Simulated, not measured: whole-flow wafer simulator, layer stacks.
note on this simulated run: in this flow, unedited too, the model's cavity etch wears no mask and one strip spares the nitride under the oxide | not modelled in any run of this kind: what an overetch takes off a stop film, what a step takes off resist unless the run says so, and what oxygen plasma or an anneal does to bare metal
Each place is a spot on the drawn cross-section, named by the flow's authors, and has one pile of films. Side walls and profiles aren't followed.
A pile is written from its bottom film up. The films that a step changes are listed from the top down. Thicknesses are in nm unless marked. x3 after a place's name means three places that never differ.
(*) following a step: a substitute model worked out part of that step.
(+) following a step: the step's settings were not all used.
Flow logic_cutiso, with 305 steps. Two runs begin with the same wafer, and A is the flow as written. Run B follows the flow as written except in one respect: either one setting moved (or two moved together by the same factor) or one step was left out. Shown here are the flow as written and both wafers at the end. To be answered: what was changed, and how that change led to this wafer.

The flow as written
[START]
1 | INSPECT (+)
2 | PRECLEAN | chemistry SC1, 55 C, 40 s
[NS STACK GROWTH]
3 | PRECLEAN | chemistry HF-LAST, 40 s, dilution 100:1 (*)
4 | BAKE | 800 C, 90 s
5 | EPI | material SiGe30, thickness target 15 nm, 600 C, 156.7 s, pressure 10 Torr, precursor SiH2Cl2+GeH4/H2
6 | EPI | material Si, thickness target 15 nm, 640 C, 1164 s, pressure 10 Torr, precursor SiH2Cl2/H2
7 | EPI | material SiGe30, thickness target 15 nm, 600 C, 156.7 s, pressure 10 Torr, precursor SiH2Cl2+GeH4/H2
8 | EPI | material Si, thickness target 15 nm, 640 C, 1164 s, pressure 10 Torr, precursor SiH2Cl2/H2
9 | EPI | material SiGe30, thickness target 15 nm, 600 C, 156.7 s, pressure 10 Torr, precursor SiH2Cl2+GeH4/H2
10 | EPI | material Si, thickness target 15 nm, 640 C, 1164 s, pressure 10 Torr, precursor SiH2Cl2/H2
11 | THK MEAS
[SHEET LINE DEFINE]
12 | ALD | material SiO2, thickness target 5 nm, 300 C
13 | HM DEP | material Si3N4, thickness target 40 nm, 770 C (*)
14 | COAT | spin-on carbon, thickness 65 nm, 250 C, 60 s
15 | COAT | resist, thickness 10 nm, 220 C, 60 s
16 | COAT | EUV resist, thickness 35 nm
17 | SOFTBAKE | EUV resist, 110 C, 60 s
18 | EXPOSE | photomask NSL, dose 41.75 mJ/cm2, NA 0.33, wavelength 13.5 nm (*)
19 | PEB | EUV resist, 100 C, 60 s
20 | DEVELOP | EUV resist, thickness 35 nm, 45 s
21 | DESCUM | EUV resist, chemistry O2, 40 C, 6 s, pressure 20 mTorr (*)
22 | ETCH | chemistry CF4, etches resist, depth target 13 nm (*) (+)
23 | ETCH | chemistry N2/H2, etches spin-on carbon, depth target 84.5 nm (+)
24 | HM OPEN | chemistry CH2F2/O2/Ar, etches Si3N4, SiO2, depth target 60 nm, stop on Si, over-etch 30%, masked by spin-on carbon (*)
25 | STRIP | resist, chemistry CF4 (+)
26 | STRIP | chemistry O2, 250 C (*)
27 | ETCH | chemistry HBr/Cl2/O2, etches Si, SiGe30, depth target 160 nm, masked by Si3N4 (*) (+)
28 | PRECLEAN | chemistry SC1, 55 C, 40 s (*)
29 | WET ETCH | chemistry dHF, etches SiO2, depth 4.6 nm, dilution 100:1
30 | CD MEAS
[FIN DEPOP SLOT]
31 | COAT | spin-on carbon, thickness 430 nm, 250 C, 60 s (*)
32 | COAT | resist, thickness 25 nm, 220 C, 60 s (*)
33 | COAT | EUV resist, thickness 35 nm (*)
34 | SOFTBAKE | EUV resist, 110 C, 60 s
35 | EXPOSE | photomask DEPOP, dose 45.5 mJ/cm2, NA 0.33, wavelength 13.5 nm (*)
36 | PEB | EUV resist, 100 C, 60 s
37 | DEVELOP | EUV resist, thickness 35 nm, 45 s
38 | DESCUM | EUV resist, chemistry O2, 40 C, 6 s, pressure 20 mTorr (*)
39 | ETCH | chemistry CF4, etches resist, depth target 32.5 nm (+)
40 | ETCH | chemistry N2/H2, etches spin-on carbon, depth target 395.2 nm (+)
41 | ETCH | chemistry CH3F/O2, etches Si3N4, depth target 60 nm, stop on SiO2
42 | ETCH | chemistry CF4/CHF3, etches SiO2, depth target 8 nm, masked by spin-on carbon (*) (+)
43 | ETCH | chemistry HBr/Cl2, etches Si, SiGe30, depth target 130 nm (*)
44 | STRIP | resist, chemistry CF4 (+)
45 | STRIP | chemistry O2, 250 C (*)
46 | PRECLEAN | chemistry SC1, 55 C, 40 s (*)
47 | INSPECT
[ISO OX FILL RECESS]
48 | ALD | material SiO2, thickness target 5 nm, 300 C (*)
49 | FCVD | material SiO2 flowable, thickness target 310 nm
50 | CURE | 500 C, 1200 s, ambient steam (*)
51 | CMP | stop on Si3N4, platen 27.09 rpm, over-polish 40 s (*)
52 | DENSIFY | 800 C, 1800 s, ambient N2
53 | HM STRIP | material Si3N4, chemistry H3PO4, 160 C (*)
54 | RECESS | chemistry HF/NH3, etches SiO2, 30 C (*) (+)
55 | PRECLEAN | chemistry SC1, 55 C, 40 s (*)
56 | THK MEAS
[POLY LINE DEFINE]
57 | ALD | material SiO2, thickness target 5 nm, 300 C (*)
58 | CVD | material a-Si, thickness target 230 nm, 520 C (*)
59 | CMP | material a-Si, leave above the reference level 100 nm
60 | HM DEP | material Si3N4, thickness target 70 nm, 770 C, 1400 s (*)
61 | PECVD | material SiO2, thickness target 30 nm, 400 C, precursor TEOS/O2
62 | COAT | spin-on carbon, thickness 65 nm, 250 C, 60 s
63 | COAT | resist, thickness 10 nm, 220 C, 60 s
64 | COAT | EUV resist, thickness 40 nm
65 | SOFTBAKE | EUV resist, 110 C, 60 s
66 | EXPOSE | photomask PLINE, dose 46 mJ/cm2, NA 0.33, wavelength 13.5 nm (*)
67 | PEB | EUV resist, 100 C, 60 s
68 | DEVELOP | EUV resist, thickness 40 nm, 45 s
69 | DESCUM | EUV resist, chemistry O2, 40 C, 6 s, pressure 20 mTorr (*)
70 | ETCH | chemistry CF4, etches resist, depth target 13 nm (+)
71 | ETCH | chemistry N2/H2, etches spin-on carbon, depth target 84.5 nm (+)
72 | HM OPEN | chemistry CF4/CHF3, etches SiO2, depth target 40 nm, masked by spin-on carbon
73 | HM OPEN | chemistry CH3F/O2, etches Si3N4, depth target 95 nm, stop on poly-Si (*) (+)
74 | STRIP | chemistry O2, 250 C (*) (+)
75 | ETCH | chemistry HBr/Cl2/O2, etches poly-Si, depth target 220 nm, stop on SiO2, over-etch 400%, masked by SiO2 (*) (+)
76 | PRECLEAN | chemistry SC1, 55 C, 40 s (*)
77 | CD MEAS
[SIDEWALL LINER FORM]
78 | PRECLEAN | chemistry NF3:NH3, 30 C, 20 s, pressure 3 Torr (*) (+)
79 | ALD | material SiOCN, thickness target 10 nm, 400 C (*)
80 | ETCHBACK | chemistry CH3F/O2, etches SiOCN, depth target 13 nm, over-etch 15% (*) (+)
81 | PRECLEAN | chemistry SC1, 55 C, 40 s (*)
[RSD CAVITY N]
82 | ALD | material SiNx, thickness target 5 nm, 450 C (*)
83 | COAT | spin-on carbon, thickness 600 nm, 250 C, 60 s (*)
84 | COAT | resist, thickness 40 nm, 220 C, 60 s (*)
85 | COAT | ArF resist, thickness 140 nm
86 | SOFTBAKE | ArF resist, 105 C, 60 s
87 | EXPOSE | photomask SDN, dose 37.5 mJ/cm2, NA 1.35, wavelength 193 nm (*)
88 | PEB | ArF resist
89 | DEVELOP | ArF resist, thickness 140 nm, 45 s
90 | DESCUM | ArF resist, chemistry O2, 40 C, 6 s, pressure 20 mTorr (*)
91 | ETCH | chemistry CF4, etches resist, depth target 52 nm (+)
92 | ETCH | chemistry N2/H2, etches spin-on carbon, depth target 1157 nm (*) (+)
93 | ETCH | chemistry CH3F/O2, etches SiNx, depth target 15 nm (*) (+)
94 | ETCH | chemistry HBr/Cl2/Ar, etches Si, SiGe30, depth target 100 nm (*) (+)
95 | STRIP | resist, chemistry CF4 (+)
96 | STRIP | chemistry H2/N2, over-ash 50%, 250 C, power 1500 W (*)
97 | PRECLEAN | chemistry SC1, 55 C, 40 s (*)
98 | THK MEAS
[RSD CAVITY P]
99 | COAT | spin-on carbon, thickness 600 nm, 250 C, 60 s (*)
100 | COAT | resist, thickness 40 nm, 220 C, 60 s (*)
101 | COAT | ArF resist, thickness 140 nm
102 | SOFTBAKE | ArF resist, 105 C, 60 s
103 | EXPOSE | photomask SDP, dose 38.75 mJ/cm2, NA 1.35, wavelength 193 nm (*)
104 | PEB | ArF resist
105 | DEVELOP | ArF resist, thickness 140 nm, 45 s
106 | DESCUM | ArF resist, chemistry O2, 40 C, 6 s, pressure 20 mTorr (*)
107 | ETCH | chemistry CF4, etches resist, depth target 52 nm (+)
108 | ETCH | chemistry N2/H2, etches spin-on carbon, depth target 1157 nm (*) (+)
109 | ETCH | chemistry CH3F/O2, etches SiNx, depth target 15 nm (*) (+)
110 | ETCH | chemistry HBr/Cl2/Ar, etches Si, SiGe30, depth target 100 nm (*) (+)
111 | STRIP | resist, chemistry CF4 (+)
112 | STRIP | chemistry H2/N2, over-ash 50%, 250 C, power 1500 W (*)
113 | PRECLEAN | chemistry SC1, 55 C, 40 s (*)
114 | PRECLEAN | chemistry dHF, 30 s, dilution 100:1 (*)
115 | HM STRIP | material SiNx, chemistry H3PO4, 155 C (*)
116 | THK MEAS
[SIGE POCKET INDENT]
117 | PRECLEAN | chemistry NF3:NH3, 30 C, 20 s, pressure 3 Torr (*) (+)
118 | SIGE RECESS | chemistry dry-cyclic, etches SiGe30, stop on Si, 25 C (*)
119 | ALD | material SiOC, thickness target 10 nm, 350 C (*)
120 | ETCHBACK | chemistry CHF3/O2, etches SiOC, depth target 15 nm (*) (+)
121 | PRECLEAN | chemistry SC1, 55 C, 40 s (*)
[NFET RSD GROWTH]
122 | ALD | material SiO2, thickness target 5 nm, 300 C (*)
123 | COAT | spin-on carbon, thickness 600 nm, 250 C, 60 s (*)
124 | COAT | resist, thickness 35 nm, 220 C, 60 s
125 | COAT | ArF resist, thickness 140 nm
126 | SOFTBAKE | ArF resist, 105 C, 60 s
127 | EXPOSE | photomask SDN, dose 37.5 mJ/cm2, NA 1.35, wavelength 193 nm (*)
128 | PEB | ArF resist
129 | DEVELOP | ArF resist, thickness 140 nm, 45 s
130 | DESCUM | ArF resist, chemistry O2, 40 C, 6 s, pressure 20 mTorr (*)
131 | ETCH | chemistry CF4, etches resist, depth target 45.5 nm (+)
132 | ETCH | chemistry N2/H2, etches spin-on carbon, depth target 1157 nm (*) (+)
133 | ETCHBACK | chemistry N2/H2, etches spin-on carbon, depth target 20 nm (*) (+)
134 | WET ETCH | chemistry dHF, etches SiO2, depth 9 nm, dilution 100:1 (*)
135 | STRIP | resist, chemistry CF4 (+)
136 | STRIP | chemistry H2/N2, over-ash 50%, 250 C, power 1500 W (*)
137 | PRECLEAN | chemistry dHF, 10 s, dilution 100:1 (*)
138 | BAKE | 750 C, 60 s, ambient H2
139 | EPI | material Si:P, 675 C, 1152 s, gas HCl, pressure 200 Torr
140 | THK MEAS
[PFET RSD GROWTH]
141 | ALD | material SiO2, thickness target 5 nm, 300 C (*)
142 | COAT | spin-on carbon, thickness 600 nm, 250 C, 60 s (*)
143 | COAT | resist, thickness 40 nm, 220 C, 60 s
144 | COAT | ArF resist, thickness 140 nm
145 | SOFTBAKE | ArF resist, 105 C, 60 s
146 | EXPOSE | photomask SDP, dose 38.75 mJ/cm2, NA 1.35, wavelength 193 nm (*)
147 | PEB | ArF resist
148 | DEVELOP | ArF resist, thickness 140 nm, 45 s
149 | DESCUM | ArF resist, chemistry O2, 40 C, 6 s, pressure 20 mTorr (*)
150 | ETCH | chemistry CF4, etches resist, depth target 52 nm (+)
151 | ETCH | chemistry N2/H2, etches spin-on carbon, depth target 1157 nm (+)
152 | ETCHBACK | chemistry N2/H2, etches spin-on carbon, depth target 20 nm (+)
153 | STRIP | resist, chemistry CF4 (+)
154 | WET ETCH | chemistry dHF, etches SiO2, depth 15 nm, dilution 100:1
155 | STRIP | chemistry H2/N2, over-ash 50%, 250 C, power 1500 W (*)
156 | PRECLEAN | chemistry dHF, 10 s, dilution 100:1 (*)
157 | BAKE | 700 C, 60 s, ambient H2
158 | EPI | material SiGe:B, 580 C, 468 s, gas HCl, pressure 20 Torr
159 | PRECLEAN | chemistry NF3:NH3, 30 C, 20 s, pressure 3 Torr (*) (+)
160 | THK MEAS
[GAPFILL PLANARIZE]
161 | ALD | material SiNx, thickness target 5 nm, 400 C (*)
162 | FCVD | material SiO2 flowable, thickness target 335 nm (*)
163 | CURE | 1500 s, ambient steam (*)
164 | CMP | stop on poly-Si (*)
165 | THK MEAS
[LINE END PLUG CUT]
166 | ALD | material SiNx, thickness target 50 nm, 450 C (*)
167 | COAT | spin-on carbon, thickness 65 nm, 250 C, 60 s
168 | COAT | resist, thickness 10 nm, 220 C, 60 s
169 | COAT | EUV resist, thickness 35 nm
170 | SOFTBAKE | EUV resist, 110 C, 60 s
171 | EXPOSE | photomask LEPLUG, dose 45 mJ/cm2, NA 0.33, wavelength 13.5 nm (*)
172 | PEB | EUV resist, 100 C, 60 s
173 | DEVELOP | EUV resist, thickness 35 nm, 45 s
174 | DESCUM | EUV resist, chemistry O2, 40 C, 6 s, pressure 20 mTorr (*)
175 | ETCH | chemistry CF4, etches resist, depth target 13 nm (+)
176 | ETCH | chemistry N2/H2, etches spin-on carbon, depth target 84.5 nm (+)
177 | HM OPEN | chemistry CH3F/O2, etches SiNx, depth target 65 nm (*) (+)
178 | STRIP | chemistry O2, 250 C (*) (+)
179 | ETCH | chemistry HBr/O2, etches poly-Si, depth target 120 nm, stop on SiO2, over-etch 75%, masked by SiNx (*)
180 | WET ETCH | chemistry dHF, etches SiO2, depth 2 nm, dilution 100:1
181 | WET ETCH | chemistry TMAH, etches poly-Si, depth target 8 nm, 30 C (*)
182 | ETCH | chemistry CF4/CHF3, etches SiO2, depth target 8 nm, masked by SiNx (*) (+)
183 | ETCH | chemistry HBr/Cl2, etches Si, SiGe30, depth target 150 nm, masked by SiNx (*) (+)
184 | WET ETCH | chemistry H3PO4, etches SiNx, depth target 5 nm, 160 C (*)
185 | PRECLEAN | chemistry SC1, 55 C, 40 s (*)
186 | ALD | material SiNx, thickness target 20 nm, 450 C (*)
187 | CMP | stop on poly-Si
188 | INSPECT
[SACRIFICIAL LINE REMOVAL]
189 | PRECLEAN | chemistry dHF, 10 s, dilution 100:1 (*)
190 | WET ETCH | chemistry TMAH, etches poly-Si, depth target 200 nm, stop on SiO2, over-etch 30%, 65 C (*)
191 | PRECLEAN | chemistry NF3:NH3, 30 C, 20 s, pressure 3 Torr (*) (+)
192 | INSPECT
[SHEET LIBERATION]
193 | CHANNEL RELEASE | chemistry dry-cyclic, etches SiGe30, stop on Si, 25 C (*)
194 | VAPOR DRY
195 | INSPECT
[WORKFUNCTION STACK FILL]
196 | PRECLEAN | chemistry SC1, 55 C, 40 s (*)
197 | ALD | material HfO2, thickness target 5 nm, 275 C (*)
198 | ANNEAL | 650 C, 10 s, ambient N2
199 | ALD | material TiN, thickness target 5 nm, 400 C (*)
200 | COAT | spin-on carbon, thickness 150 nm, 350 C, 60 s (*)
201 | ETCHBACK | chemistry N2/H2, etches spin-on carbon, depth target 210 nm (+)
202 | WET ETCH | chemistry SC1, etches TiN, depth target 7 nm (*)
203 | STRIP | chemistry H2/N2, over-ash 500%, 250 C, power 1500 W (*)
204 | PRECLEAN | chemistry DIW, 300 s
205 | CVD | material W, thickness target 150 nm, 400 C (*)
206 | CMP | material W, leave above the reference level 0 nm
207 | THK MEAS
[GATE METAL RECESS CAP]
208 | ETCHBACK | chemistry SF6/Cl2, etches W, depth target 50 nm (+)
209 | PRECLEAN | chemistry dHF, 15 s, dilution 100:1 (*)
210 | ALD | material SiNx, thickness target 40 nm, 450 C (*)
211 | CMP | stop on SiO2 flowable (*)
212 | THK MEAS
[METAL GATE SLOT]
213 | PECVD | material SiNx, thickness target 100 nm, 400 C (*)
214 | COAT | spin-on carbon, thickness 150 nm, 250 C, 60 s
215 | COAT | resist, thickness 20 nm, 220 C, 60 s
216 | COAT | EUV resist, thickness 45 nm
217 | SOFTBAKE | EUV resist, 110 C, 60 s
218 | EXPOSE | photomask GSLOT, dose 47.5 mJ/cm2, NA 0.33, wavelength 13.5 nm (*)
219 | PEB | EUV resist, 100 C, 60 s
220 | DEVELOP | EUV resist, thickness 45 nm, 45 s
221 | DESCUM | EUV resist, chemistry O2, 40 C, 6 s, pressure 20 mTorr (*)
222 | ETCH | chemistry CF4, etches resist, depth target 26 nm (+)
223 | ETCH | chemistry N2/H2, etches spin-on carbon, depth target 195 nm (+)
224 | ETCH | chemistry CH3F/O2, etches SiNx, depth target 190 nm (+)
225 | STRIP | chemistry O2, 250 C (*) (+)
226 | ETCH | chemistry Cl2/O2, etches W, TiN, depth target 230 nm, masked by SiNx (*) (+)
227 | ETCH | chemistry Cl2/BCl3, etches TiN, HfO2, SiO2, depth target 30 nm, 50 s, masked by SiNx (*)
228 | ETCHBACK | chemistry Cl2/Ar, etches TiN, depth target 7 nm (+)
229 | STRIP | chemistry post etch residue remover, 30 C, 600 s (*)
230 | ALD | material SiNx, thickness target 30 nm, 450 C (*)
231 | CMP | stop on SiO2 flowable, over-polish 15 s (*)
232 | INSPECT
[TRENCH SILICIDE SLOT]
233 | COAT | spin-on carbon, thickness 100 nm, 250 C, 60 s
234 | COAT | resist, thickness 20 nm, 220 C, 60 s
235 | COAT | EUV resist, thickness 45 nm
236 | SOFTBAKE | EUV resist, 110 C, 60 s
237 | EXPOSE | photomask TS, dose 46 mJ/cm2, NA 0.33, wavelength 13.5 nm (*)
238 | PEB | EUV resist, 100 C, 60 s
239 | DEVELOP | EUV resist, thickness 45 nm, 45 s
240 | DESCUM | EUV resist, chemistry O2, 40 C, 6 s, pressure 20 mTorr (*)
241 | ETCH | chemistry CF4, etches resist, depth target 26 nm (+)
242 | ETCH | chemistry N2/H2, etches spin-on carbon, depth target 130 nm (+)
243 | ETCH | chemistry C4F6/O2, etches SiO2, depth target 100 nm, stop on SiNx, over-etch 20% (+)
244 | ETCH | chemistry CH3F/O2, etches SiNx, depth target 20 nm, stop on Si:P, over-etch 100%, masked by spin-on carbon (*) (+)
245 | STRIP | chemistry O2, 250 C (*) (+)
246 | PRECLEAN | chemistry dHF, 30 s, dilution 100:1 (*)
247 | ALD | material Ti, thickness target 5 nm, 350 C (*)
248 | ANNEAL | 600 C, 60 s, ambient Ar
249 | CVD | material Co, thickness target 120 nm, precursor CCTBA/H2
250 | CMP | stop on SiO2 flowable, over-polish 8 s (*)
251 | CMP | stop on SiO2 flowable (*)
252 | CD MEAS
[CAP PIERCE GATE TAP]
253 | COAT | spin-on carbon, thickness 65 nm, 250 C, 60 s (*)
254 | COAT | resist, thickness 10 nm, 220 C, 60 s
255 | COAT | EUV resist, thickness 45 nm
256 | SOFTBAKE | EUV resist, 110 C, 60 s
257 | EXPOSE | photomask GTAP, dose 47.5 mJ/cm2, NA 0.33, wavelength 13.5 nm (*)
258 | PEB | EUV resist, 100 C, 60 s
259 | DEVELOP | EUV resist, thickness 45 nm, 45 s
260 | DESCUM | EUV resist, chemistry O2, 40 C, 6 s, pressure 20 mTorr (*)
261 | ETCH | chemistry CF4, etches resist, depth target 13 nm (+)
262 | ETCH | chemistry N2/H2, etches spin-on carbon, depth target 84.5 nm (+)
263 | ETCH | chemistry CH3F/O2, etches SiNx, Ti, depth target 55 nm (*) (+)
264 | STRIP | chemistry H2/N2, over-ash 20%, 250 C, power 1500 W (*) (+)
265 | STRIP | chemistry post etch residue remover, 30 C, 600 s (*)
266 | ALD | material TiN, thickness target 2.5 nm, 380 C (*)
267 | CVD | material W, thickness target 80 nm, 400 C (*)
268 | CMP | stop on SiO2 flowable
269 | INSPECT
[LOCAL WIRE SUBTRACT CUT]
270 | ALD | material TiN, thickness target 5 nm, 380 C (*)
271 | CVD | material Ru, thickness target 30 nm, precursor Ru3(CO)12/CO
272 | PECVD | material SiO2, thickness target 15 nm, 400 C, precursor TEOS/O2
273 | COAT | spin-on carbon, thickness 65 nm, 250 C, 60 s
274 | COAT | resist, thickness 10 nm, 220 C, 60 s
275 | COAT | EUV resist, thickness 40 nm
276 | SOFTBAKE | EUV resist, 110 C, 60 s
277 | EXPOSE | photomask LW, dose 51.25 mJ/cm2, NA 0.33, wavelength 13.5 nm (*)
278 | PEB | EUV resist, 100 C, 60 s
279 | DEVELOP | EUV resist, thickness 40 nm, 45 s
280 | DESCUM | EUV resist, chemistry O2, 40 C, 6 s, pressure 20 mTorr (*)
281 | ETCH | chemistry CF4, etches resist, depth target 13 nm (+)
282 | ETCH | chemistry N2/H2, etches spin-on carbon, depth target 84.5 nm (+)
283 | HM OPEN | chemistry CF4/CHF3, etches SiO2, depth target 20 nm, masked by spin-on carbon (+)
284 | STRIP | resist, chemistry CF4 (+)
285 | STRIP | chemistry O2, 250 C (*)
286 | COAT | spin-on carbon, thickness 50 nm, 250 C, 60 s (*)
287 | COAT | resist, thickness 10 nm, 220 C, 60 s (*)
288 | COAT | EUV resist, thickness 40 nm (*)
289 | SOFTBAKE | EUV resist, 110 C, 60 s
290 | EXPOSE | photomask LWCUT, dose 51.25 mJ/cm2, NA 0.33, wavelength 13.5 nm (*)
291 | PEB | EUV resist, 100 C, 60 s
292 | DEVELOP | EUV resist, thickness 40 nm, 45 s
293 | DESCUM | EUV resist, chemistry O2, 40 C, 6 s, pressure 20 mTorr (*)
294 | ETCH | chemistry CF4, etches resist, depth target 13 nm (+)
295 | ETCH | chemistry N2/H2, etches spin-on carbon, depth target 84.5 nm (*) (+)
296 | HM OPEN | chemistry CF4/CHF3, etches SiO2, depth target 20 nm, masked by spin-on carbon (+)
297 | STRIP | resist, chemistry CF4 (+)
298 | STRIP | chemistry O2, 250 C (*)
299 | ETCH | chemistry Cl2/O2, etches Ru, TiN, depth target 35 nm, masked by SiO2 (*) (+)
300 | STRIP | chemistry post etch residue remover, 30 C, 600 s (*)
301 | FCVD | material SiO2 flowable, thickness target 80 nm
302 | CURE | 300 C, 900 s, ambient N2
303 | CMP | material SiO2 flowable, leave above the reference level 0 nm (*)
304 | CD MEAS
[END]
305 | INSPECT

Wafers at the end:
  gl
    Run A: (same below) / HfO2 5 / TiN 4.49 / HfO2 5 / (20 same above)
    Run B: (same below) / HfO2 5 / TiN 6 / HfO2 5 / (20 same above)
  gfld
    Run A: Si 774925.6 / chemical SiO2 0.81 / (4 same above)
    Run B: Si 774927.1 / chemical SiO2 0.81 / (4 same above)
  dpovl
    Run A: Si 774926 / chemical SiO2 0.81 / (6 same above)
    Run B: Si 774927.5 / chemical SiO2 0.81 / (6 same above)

Cause: step 5, EPI: 172.4 s was run, while the flow as written has 156.7 s.

The path from the change to this, step by step:
  5 | EPI | material SiGe30, thickness target 15 nm, 600 C, 156.7 s, pressure 10 Torr, precursor SiH2Cl2+GeH4/H2
      depop, dpovl, gfld and 19 more: A SiGe30 gains 15 (new film) | B SiGe30 gains 16.5 (new film)
  27 | ETCH | chemistry HBr/Cl2/O2, etches Si, SiGe30, depth target 160 nm, masked by Si3N4 (*) (+)
      gfld, gxf, iso, lnri: A chemical SiO2 loses 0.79 (all of it), Si loses 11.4 (all of it), SiGe30 loses 15 (all of it), Si loses 15 (all of it), SiGe30 loses 15 (all of it), Si loses 15 (all of it), SiGe30 loses 15 (all of it), Si loses 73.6 | B chemical SiO2 loses 0.79 (all of it), Si loses 11.4 (all of it), SiGe30 loses 15 (all of it), Si loses 15 (all of it), SiGe30 loses 15 (all of it), Si loses 15 (all of it), SiGe30 loses 16.5 (all of it), Si loses 72.1
      dpovl, nsgap: A chemical SiO2 loses 0.79 (all of it), Si loses 11.8 (all of it), SiGe30 loses 15 (all of it), Si loses 15 (all of it), SiGe30 loses 15 (all of it), Si loses 15 (all of it), SiGe30 loses 15 (all of it), Si loses 73.2 | B chemical SiO2 loses 0.79 (all of it), Si loses 11.8 (all of it), SiGe30 loses 15 (all of it), Si loses 15 (all of it), SiGe30 loses 15 (all of it), Si loses 15 (all of it), SiGe30 loses 16.5 (all of it), Si loses 71.7
      (and at 1 other place as well)
  43 | ETCH | chemistry HBr/Cl2, etches Si, SiGe30, depth target 130 nm (*)
      depop: A Si loses 14 (all of it), SiGe30 loses 15 (all of it), Si loses 15 (all of it), SiGe30 loses 15 (all of it), Si loses 15 (all of it), SiGe30 loses 15 (all of it), Si loses 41 | B Si loses 14 (all of it), SiGe30 loses 15 (all of it), Si loses 15 (all of it), SiGe30 loses 15 (all of it), Si loses 15 (all of it), SiGe30 loses 16.5 (all of it), Si loses 39.5
  94 | ETCH | chemistry HBr/Cl2/Ar, etches Si, SiGe30, depth target 100 nm (*) (+)
      rsdn, rsdx: A chemical SiO2 loses 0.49 (all of it), Si loses 12.8 (all of it), SiGe30 loses 15 (all of it), Si loses 15 (all of it), SiGe30 loses 15 (all of it), Si loses 15 (all of it), SiGe30 loses 15 (all of it), Si loses 12.2 | B chemical SiO2 loses 0.49 (all of it), Si loses 12.8 (all of it), SiGe30 loses 15 (all of it), Si loses 15 (all of it), SiGe30 loses 15 (all of it), Si loses 15 (all of it), SiGe30 loses 16.5 (all of it), Si loses 10.7
  110 | ETCH | chemistry HBr/Cl2/Ar, etches Si, SiGe30, depth target 100 nm (*) (+)
      rsdp, rsdw: A chemical SiO2 loses 0.49 (all of it), Si loses 12.8 (all of it), SiGe30 loses 15 (all of it), Si loses 15 (all of it), SiGe30 loses 15 (all of it), Si loses 15 (all of it), SiGe30 loses 15 (all of it), Si loses 12.2 | B chemical SiO2 loses 0.49 (all of it), Si loses 12.8 (all of it), SiGe30 loses 15 (all of it), Si loses 15 (all of it), SiGe30 loses 15 (all of it), Si loses 15 (all of it), SiGe30 loses 16.5 (all of it), Si loses 10.7
  118 | SIGE RECESS | chemistry dry-cyclic, etches SiGe30, stop on Si, 25 C (*)
      lnr, lnrp, lnrt: A SiOCN loses 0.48, Si loses 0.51, cavity gains 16 (new film), SiGe30 loses 15 (all of it), Si loses 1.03, cavity gains 16 (new film), SiGe30 loses 15 (all of it), Si loses 1.03, cavity gains 16 (new film), SiGe30 loses 15 (all of it), Si loses 0.51 | B SiOCN loses 0.48, Si loses 0.51, cavity gains 16 (new film), SiGe30 loses 15 (all of it), Si loses 1.03, cavity gains 16 (new film), SiGe30 loses 15 (all of it), Si loses 1.03, cavity gains 17.5 (new film), SiGe30 loses 16.5 (all of it), Si loses 0.51
  119 | ALD | material SiOC, thickness target 10 nm, 350 C (*)
      lnr, lnrp, lnrt: A SiOC gains 10 (new film), SiOC gains 16 (new film), cavity loses 16 (all of it), SiOC gains 16 (new film), cavity loses 16 (all of it), SiOC gains 16 (new film), cavity loses 16 (all of it) | B SiOC gains 10 (new film), SiOC gains 16 (new film), cavity loses 16 (all of it), SiOC gains 16 (new film), cavity loses 16 (all of it), SiOC gains 17.5 (new film), cavity loses 17.5 (all of it)
  183 | ETCH | chemistry HBr/Cl2, etches Si, SiGe30, depth target 150 nm, masked by SiNx (*) (+)
      plug: A Si loses 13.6 (all of it), SiGe30 loses 15 (all of it), Si loses 15 (all of it), SiGe30 loses 15 (all of it), Si loses 15 (all of it), SiGe30 loses 15 (all of it), Si loses 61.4 | B Si loses 13.6 (all of it), SiGe30 loses 15 (all of it), Si loses 15 (all of it), SiGe30 loses 15 (all of it), Si loses 15 (all of it), SiGe30 loses 16.5 (all of it), Si loses 59.9
  193 | CHANNEL RELEASE | chemistry dry-cyclic, etches SiGe30, stop on Si, 25 C (*)
      gl, glp, gxn, gxp, ns, tap: A chemical SiO2 gains 0.8 (new film), Si loses 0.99, chemical SiO2 gains 0.8 (new film), cavity gains 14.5 (new film), chemical SiO2 gains 0.8 (new film), SiGe30 loses 15 (all of it), Si loses 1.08, chemical SiO2 gains 0.8 (new film), cavity gains 14.5 (new film), chemical SiO2 gains 0.8 (new film), SiGe30 loses 15 (all of it), Si loses 1.08, chemical SiO2 gains 0.8 (new film), cavity gains 14.5 (new film), chemical SiO2 gains 0.8 (new film), SiGe30 loses 15 (all of it), Si loses 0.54 | B chemical SiO2 gains 0.8 (new film), Si loses 0.99, chemical SiO2 gains 0.8 (new film), cavity gains 14.5 (new film), chemical SiO2 gains 0.8 (new film), SiGe30 loses 15 (all of it), Si loses 1.08, chemical SiO2 gains 0.8 (new film), cavity gains 14.5 (new film), chemical SiO2 gains 0.8 (new film), SiGe30 loses 15 (all of it), Si loses 1.08, chemical SiO2 gains 0.8 (new film), cavity gains 16 (new film), chemical SiO2 gains 0.8 (new film), SiGe30 loses 16.5 (all of it), Si loses 0.54
  199 | ALD | material TiN, thickness target 5 nm, 400 C (*)
      gl, glp, tap: A TiN gains 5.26 (new film), TiN gains 4.49 (new film), cavity loses 4.49 (all of it), TiN gains 4.49 (new film), cavity loses 4.49 (all of it), TiN gains 4.49 (new film), cavity loses 4.49 (all of it) | B TiN gains 5.26 (new film), TiN gains 4.49 (new film), cavity loses 4.49 (all of it), TiN gains 4.49 (new film), cavity loses 4.49 (all of it), TiN gains 6 (new film), cavity loses 6 (all of it)
      gxn, gxp, ns: A TiN gains 5 (new film), TiN gains 4.49 (new film), cavity loses 4.49 (all of it), TiN gains 4.49 (new film), cavity loses 4.49 (all of it), TiN gains 4.49 (new film), cavity loses 4.49 (all of it) | B TiN gains 5 (new film), TiN gains 4.49 (new film), cavity loses 4.49 (all of it), TiN gains 4.49 (new film), cavity loses 4.49 (all of it), TiN gains 6 (new film), cavity loses 6 (all of it)
